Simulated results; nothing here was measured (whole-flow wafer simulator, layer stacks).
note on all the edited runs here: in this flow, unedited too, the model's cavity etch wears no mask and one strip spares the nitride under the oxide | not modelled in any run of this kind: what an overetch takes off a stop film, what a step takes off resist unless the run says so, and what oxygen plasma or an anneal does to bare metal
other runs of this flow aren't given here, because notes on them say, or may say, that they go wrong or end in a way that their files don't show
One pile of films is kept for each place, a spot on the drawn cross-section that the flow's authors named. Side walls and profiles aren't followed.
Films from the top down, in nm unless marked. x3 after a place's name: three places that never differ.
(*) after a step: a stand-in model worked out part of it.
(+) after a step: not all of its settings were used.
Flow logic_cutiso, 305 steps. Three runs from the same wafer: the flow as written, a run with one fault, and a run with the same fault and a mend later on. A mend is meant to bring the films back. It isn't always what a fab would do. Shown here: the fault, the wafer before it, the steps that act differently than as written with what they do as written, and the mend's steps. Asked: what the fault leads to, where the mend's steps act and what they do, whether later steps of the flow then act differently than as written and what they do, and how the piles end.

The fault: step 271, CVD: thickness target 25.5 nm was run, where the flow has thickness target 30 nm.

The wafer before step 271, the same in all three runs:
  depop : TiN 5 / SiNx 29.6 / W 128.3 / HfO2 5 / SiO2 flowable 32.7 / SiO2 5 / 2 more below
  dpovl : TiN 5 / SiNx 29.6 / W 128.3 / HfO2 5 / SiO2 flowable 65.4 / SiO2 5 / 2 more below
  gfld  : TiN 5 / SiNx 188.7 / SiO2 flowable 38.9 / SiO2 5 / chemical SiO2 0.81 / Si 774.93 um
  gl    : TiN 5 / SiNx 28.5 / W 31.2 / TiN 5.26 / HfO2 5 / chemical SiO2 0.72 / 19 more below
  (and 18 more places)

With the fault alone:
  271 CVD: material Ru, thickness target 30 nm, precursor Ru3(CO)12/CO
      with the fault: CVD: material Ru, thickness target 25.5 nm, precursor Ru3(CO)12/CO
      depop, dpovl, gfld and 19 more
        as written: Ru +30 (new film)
        with the fault: Ru +25.5 (new film)
  Later steps of the flow that act differently than as written:
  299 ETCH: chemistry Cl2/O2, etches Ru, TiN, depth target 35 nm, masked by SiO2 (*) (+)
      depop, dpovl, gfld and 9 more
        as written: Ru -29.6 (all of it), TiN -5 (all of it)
        with the fault: Ru -25.1 (all of it), TiN -5 (all of it), SiNx -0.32
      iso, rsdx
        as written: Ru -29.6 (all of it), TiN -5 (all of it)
        with the fault: Ru -25.1 (all of it), TiN -5 (all of it), SiO2 flowable -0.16
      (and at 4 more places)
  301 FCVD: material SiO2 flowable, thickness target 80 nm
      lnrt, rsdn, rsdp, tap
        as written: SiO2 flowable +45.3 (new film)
        with the fault: SiO2 flowable +48.4 (new film)
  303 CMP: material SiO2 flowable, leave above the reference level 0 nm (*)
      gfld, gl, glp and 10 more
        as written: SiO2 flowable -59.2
        with the fault: SiO2 flowable -62.2
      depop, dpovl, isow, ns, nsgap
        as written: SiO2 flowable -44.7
        with the fault: SiO2 flowable -48.9
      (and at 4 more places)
  At the end the piles differ from the flow's by more than 2% or 0.5 nm, whichever is larger, at depop, dpovl, gfld and 19 more.
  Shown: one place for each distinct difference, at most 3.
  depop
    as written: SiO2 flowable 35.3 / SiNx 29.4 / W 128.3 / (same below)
    with the fault: SiO2 flowable 31.1 / SiNx 29.1 / W 128.3 / (same below)
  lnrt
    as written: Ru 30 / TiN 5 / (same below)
    with the fault: Ru 25.5 / TiN 5 / (same below)
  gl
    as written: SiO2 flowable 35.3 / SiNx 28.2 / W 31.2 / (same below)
    with the fault: SiO2 flowable 31.1 / SiNx 27.9 / W 31.2 / (same below)

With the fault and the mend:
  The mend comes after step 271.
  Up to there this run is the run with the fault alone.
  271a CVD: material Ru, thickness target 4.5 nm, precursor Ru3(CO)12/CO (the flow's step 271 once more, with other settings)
      depop, dpovl, gfld and 19 more
        Ru +4.5
  No later step of the flow acts differently than as written at any place that is followed.
  At the end the piles are the same as the flow's at every place that both follow.
